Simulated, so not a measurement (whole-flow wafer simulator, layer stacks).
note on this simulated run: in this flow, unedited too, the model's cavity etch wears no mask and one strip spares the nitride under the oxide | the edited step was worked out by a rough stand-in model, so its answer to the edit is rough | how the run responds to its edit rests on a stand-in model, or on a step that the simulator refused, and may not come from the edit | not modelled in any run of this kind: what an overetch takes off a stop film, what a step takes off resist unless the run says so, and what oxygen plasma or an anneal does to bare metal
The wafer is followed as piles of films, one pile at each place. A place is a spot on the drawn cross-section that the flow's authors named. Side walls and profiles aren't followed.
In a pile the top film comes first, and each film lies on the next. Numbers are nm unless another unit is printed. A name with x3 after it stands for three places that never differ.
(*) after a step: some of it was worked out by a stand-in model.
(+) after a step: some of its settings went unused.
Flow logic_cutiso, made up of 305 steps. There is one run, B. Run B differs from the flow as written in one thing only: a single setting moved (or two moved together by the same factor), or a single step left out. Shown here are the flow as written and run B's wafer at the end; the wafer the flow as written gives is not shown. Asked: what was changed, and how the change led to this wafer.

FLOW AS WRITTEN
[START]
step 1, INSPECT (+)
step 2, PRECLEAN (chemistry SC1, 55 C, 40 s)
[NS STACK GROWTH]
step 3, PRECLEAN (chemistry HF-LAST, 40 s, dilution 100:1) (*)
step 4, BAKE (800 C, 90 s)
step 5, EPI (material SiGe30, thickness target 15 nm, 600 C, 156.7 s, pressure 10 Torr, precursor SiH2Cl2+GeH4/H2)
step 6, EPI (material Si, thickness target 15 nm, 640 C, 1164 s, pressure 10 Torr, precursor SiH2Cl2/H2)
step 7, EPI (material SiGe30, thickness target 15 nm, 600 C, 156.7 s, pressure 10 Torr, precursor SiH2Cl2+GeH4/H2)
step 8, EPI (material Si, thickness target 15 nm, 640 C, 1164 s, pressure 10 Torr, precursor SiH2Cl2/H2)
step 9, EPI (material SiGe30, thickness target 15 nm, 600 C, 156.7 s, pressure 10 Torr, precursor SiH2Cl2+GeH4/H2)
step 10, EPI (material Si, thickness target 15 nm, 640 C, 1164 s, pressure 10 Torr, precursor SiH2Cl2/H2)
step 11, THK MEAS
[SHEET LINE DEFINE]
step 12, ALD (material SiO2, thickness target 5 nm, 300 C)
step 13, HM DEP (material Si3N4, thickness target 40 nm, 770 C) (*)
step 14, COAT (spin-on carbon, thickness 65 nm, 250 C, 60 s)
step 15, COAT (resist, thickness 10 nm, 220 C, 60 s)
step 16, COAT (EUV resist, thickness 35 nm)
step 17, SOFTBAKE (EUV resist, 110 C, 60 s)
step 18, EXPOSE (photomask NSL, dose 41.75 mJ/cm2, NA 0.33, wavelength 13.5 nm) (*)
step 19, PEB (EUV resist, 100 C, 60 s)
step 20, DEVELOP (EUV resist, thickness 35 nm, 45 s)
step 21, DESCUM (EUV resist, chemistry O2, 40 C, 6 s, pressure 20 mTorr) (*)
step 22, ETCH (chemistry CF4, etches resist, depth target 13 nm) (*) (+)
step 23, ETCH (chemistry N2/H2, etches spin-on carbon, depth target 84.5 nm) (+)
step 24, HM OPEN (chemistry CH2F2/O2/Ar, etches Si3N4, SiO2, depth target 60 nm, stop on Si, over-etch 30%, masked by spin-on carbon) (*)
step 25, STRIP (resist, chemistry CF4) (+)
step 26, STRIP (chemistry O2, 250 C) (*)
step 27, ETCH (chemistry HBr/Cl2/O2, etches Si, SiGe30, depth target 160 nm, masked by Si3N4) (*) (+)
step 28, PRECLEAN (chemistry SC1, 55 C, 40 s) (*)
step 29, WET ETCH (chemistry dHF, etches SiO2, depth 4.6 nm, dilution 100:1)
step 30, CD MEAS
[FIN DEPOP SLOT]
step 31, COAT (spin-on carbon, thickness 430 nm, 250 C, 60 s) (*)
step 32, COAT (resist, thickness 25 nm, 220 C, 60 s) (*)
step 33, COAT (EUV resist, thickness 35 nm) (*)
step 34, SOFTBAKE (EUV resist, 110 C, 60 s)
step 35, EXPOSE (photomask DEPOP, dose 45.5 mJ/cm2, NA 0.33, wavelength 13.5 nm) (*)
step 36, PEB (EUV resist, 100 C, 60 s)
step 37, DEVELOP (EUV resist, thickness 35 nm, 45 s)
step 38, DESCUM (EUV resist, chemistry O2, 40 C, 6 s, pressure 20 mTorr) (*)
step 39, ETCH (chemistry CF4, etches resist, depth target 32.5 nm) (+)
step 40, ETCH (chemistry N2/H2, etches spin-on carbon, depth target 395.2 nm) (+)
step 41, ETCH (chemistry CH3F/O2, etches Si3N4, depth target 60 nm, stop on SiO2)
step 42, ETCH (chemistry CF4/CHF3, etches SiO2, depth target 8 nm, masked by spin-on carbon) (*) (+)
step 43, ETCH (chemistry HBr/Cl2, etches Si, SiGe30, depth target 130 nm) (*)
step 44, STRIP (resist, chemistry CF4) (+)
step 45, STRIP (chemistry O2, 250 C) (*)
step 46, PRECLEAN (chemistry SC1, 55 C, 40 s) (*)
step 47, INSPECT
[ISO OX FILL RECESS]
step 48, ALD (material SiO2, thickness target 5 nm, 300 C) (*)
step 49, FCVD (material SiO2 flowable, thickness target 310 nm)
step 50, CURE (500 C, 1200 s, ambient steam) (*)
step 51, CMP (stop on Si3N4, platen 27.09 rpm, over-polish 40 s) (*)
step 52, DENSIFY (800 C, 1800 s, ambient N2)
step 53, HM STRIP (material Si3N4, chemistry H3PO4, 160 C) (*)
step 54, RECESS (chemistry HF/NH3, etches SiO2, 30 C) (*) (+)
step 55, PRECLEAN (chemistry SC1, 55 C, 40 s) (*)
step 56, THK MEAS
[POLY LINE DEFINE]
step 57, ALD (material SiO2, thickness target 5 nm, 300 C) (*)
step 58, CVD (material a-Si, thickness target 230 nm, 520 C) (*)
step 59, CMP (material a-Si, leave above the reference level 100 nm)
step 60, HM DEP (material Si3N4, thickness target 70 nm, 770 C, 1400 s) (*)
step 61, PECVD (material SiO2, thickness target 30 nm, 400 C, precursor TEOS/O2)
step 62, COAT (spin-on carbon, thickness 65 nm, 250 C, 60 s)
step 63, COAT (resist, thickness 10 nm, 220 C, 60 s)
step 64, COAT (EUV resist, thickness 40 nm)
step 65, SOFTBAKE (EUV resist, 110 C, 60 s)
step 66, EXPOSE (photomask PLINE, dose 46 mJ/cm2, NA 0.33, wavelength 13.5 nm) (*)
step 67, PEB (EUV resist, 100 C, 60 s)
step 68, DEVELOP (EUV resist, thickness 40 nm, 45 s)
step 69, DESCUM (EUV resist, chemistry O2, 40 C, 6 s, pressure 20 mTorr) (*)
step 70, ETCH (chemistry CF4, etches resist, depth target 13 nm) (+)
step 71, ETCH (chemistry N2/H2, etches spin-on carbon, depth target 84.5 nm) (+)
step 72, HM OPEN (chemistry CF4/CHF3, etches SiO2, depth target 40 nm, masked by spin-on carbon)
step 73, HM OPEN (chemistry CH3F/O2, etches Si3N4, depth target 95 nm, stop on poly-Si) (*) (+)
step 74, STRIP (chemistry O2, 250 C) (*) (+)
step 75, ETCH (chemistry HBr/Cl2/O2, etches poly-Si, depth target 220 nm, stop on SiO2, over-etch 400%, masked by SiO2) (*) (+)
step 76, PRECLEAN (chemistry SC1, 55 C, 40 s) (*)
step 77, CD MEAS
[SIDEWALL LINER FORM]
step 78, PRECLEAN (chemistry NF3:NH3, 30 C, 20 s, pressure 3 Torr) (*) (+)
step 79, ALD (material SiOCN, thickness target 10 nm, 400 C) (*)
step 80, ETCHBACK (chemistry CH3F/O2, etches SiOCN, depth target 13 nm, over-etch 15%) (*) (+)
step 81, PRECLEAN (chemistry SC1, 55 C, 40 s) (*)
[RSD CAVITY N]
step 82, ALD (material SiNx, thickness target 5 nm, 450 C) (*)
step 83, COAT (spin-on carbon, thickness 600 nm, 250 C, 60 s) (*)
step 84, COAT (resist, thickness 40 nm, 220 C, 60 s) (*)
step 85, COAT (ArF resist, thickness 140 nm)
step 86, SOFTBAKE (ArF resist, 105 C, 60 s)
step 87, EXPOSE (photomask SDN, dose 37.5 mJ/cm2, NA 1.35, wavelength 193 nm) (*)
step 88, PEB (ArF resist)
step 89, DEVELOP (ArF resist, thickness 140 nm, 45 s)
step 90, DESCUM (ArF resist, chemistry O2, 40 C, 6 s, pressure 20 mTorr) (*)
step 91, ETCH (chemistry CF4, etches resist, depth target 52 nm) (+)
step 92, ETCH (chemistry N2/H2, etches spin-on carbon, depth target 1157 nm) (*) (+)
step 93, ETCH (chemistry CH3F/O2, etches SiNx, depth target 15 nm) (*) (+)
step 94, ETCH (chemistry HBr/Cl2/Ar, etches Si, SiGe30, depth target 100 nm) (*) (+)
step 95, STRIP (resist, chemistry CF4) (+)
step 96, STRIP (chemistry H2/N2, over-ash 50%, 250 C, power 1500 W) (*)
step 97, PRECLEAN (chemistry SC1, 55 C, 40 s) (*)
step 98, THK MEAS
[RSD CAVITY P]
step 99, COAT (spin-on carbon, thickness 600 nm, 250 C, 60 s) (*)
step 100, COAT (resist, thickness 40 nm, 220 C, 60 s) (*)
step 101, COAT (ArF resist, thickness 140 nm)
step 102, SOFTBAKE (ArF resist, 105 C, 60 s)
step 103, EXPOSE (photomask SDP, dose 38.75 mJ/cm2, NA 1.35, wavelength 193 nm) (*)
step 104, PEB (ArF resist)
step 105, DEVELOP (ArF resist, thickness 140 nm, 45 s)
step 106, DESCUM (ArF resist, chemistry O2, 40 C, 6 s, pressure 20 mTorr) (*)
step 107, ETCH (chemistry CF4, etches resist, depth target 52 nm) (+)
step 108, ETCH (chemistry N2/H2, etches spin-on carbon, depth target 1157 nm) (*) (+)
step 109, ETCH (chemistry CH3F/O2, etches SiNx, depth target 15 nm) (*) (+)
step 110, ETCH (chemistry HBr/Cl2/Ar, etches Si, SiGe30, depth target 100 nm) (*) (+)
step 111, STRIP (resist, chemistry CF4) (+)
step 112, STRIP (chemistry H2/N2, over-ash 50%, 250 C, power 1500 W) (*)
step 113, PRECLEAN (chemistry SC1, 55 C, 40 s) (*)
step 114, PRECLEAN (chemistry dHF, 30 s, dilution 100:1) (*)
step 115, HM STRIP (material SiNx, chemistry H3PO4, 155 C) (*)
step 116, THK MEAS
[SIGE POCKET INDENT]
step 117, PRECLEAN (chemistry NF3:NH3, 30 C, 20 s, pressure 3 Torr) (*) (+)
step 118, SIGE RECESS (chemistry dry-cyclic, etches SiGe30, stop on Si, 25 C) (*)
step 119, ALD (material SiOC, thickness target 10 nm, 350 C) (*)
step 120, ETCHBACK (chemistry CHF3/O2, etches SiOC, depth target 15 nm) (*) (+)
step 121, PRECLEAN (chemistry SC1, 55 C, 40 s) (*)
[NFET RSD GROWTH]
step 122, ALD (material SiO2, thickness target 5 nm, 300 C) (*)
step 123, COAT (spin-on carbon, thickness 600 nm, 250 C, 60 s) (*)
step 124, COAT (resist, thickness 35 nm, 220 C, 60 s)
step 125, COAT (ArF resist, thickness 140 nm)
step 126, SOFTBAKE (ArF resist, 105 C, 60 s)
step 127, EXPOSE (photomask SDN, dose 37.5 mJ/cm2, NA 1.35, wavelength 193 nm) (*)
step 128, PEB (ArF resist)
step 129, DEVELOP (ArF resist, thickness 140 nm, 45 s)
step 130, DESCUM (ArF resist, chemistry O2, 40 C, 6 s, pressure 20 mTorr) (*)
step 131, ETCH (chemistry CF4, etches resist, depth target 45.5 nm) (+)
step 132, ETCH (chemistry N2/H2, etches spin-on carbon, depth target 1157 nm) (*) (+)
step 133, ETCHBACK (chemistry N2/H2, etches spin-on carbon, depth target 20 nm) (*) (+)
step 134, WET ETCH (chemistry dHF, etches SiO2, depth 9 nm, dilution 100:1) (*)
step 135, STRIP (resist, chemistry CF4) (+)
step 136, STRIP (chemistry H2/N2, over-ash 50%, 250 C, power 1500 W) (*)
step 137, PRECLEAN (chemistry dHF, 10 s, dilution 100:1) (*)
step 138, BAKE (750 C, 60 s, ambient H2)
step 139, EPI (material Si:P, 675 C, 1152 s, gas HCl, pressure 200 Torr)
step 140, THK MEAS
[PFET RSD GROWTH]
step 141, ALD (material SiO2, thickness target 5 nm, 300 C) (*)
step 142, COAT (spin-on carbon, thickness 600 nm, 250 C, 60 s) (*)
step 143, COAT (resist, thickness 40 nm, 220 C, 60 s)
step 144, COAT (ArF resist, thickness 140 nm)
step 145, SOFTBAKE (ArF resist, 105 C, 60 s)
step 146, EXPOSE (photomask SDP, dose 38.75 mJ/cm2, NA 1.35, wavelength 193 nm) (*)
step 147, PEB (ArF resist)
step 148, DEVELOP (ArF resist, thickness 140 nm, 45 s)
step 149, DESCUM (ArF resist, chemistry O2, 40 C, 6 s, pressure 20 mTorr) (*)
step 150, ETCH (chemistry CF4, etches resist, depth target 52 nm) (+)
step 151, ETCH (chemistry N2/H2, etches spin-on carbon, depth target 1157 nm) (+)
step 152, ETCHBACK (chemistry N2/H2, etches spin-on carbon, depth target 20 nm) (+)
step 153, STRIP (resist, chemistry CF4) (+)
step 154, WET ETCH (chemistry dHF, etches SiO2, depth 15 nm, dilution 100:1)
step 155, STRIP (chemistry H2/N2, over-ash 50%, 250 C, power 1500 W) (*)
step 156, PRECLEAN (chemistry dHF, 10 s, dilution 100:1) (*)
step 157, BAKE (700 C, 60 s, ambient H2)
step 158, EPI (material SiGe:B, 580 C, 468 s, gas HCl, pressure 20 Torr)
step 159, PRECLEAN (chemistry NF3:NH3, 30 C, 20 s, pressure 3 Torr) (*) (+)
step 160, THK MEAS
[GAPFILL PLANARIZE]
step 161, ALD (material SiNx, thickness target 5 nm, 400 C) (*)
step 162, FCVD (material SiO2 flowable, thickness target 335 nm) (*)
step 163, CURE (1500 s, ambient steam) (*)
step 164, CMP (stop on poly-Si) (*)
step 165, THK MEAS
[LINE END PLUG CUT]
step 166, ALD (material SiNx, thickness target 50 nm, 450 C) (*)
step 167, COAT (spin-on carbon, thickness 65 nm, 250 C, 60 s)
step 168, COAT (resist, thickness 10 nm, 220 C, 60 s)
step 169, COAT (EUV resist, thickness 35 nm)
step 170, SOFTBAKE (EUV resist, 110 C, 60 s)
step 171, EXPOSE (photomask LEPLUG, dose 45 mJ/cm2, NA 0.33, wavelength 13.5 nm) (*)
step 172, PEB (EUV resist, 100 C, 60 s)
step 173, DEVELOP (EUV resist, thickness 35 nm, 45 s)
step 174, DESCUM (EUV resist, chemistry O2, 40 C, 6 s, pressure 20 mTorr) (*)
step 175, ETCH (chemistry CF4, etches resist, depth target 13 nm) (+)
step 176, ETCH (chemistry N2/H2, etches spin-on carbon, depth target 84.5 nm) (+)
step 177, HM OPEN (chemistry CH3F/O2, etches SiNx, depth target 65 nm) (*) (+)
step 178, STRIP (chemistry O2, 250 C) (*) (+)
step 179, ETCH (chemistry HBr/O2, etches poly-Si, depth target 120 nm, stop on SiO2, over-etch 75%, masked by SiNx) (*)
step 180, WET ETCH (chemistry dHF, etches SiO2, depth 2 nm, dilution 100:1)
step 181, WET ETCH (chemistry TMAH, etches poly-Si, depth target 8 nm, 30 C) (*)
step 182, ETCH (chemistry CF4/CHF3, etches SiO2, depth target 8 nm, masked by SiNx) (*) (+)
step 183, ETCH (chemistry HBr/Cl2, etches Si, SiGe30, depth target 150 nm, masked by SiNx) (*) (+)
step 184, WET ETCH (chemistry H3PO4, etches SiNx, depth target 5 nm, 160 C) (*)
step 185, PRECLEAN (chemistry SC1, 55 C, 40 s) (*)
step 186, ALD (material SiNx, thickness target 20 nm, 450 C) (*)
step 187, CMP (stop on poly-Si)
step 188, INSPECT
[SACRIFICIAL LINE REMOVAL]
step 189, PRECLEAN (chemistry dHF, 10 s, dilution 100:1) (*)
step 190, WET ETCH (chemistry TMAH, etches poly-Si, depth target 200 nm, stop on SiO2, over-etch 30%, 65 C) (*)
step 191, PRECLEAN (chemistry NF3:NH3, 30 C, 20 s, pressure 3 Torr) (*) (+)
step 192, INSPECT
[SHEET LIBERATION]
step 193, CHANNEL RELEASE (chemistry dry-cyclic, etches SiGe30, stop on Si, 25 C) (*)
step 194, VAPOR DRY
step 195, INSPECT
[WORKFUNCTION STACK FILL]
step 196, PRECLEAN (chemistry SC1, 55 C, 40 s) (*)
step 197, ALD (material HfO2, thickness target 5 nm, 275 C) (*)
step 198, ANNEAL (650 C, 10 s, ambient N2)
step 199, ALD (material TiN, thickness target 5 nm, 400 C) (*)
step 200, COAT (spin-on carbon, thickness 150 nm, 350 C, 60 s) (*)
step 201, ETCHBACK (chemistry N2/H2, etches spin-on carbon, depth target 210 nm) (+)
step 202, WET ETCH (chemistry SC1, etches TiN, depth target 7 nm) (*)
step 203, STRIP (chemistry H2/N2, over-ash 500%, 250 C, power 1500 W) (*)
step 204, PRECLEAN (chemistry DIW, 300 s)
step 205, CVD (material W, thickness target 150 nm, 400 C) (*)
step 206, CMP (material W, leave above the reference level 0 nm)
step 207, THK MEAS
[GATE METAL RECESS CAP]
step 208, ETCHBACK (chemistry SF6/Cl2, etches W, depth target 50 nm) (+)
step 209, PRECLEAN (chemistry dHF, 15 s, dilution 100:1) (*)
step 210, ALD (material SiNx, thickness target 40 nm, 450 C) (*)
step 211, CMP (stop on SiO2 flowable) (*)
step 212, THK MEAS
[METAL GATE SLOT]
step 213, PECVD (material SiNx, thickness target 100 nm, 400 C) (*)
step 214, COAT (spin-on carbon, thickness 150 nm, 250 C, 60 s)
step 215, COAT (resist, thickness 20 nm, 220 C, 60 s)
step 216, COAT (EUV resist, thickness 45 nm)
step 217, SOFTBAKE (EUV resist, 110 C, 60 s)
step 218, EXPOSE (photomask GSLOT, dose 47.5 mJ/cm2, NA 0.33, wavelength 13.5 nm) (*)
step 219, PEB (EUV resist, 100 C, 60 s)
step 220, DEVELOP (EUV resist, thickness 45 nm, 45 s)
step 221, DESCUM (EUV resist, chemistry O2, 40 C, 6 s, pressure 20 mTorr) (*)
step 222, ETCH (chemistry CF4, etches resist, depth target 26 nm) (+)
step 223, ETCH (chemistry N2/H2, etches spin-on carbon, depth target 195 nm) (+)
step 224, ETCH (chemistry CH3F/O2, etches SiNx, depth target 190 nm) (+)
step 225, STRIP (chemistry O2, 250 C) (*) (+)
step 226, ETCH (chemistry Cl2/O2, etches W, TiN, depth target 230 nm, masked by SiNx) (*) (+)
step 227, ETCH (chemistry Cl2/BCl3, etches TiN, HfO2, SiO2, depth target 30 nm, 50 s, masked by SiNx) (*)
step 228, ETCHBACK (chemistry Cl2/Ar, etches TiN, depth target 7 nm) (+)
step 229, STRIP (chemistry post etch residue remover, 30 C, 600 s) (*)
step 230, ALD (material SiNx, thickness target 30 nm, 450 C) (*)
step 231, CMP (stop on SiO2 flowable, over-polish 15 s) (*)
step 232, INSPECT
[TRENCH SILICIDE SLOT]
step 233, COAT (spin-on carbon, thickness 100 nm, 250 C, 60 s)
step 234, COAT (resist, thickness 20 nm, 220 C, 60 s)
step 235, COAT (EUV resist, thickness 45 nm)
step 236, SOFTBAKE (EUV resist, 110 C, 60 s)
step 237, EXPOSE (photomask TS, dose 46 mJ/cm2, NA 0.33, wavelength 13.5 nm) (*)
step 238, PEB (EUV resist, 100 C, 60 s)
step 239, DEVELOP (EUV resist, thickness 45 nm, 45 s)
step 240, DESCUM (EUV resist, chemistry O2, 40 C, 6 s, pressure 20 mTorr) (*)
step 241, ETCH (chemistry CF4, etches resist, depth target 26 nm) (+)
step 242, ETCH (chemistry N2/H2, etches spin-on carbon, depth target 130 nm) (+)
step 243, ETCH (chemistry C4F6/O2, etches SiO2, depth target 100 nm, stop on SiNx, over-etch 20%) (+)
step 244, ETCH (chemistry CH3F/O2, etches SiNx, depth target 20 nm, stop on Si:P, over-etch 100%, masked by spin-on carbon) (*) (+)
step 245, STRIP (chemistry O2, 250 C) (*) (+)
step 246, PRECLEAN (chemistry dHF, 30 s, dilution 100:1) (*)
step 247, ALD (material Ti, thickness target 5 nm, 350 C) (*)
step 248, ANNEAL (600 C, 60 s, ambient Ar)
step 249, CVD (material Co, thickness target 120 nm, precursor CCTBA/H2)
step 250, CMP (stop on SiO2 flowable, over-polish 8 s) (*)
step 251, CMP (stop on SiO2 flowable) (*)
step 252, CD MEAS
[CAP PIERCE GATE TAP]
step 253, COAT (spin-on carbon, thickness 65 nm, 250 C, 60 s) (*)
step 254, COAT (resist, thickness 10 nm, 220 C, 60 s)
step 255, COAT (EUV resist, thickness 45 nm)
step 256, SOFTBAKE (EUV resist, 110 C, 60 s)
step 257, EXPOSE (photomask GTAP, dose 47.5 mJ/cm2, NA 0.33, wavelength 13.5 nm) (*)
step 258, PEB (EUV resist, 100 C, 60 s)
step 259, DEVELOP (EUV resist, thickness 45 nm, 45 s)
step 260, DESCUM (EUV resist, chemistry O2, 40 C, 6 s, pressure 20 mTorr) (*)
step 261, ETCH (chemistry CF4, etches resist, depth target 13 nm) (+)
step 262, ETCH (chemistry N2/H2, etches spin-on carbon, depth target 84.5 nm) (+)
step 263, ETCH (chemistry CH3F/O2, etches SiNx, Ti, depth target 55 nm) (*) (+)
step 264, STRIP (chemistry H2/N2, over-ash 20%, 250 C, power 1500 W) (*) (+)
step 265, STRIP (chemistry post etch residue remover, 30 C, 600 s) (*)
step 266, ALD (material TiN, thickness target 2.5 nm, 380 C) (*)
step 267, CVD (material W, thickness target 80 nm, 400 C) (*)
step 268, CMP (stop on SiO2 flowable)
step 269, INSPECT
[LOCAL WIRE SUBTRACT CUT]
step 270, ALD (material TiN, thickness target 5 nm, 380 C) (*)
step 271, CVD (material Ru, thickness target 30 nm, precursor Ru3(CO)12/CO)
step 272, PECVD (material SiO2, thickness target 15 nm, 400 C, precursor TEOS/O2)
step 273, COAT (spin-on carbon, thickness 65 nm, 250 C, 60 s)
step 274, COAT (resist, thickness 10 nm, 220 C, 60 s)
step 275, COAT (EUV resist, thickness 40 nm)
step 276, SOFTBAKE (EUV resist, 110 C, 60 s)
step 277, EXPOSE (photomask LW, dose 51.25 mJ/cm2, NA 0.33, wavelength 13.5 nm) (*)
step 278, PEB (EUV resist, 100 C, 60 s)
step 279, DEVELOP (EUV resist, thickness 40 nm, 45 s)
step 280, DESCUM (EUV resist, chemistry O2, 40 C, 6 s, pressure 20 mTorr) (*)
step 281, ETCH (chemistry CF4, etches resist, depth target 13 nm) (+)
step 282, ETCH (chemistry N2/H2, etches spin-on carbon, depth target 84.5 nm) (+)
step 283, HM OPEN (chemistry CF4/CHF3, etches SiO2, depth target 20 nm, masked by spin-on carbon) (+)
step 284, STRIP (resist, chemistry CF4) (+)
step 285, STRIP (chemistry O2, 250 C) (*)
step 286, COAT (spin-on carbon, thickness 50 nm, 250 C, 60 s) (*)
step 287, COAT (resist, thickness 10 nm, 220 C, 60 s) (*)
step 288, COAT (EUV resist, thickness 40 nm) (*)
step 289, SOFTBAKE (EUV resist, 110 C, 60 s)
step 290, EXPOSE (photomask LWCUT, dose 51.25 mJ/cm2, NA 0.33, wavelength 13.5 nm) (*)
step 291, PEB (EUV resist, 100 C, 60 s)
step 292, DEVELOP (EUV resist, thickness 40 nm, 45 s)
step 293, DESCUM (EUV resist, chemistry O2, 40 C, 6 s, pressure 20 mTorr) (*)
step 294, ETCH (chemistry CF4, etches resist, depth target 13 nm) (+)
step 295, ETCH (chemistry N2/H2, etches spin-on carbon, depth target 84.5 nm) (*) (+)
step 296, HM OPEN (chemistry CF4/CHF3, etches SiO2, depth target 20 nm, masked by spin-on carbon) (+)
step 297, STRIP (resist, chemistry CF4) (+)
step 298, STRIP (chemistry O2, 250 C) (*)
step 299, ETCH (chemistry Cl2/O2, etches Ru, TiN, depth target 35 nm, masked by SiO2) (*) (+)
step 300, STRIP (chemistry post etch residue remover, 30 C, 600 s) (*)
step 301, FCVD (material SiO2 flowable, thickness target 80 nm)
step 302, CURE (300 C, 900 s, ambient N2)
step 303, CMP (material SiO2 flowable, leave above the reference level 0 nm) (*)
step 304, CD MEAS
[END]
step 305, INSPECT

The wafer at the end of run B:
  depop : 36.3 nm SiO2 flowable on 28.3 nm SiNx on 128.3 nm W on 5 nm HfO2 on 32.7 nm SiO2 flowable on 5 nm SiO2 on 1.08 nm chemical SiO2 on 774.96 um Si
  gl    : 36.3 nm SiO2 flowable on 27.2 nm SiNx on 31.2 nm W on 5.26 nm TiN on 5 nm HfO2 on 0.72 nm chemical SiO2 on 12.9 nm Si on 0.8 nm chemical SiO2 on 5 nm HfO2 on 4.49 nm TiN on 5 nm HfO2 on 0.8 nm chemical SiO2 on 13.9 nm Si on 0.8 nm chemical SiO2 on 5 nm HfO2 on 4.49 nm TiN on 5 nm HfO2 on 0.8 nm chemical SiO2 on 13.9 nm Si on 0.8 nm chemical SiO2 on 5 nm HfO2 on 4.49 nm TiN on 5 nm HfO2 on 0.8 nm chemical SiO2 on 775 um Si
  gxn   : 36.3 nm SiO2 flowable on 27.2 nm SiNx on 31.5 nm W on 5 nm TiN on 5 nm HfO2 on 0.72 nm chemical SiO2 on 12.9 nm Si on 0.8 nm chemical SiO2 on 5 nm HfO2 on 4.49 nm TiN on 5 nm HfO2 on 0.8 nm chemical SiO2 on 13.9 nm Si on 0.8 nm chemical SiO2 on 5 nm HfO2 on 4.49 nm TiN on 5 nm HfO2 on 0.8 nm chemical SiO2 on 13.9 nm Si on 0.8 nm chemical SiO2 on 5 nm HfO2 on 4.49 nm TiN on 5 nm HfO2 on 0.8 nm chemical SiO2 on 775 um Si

Cause: step 299, ETCH: depth target 50.8 nm was run, though the flow has depth target 35 nm.

The path from the change to this, step by step:
  step 299, ETCH (chemistry Cl2/O2, etches Ru, TiN, depth target 35 nm, masked by SiO2) (*) (+)
      depop, dpovl, gfld and 9 more: -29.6 Ru (all of it), -5 TiN (all of it), -1.08 SiNx (it would be, as written: -29.6 Ru (all of it), -5 TiN (all of it))
      iso, rsdx: -29.6 Ru (all of it), -5 TiN (all of it), -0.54 SiO2 flowable (it would be, as written: -29.6 Ru (all of it), -5 TiN (all of it))
      (also at 5 further places)
  step 303, CMP (material SiO2 flowable, leave above the reference level 0 nm) (*)
      depop, dpovl, isow, ns, nsgap: -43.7 SiO2 flowable (it would be, as written: -44.7 SiO2 flowable)
